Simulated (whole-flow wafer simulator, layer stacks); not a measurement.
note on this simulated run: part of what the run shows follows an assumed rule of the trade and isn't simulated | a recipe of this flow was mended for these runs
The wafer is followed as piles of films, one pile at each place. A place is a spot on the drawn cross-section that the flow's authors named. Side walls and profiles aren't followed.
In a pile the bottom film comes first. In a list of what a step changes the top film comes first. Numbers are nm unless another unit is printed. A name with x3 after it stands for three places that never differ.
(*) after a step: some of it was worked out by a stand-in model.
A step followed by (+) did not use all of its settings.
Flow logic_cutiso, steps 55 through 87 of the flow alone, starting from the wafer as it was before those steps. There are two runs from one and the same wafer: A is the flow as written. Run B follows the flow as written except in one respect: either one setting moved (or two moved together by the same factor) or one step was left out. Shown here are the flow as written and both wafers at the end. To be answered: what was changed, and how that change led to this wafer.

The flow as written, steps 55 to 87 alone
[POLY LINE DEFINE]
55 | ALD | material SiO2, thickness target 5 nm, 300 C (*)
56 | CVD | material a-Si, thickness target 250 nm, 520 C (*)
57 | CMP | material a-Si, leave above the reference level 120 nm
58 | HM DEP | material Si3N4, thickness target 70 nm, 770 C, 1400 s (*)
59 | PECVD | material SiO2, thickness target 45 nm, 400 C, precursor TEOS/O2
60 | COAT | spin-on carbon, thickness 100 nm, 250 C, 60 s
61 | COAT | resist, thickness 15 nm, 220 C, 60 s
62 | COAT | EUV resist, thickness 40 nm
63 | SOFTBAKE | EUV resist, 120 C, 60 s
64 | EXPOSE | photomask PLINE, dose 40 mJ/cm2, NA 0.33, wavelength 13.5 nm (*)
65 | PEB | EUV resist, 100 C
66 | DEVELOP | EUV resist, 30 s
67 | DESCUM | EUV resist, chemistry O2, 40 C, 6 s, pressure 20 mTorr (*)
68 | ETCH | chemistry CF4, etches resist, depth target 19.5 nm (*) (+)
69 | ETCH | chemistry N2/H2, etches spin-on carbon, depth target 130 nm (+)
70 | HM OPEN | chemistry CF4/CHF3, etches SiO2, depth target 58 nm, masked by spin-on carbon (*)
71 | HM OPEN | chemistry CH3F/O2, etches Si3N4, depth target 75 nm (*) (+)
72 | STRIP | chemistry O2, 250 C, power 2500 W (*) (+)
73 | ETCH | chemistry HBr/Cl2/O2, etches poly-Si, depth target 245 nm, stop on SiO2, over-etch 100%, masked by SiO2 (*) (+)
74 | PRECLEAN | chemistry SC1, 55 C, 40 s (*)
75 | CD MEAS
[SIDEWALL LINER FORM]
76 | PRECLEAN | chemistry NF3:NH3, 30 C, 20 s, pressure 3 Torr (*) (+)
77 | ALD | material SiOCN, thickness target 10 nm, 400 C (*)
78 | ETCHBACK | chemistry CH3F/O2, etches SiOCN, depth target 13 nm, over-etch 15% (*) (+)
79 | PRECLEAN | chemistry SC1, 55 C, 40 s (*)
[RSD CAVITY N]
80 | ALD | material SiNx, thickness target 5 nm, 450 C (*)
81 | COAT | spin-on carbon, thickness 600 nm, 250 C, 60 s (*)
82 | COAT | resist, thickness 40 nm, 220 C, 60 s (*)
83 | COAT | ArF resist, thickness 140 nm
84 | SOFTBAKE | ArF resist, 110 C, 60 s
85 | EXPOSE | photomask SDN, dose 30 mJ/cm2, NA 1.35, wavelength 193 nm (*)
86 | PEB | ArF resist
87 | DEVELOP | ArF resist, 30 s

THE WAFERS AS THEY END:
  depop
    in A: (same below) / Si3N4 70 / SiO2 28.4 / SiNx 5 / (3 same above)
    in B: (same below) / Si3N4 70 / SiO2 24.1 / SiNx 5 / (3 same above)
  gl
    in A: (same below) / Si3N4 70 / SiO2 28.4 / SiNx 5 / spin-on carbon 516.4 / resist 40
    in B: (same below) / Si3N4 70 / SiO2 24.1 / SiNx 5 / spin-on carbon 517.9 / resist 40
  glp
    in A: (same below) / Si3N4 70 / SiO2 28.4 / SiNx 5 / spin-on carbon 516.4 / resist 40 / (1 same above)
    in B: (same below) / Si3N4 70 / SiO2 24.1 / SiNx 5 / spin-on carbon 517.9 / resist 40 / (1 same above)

The reason: step 73, ETCH: depth target 191.1 nm was run, while the flow as written has depth target 245 nm.

Step by step, how the change led to this:
  73 | ETCH | chemistry HBr/Cl2/O2, etches poly-Si, depth target 245 nm, stop on SiO2, over-etch 100%, masked by SiO2 (*) (+)
      depop, dpovl x3, gfld and 8 more: A -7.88 SiO2 | B -12.2 SiO2
      lnr, lnrp, lnrt, rsdn, rsdp, rsdw, rsdx: A -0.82 chemical SiO2 (all of it), -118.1 poly-Si (all of it), -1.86 SiO2 | B -0.82 chemical SiO2 (all of it), -118.1 poly-Si (all of it), -1.32 SiO2
      (as well as at 2 more places)
  76 | PRECLEAN | chemistry NF3:NH3, 30 C, 20 s, pressure 3 Torr (*) (+)
      lnr, lnrp, lnrt, rsdn, rsdp, rsdw, rsdx: A -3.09 SiO2 (all of it), -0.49 chemical SiO2 (all of it) | B -3.63 SiO2 (all of it), -0.49 chemical SiO2 (all of it)
      iso, lnri: A -3.56 SiO2 (all of it), -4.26 SiO2 flowable | B -4.1 SiO2 (all of it), -3.63 SiO2 flowable
